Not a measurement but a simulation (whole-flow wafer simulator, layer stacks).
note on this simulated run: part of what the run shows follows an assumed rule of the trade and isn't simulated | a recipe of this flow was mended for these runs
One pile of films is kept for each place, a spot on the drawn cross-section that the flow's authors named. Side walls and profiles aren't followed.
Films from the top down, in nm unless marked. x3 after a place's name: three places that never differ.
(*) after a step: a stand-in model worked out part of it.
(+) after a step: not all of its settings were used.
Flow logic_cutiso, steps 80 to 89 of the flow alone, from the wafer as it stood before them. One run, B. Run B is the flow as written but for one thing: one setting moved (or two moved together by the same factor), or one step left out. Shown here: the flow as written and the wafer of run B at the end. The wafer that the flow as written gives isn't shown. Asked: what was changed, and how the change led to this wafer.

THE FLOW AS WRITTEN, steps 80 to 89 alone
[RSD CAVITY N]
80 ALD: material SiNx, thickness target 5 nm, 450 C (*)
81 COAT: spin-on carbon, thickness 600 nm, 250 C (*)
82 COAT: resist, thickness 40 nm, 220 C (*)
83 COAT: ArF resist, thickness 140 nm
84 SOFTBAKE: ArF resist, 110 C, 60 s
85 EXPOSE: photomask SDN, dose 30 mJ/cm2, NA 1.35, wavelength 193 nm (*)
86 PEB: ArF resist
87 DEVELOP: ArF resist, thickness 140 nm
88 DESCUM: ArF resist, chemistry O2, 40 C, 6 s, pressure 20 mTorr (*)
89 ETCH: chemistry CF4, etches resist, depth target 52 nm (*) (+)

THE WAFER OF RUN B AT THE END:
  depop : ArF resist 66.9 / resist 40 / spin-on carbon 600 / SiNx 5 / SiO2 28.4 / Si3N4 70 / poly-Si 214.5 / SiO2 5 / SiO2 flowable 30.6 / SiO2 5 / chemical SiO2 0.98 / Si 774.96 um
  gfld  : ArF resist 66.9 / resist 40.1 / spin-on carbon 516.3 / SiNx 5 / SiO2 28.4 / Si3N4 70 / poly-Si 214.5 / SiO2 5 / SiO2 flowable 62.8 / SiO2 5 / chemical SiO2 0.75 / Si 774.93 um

The cause: step 83, COAT: thickness 110 nm was run, where the flow has thickness 140 nm; step 87, DEVELOP: thickness 110 nm was run, where the flow has thickness 140 nm.

How the change led to this, step by step:
  83 COAT: ArF resist, thickness 140 nm
      depop, dpovl x3, gfld and 17 more: ArF resist +110 (new film) (as written it would be: ArF resist +140 (new film))
  87 DEVELOP: ArF resist, thickness 140 nm
      gl, gxn, lnr, lnrt, rsdn, rsdx, tap: ArF resist -109.5 (all of it) (as written it would be: ArF resist -139.3 (all of it))
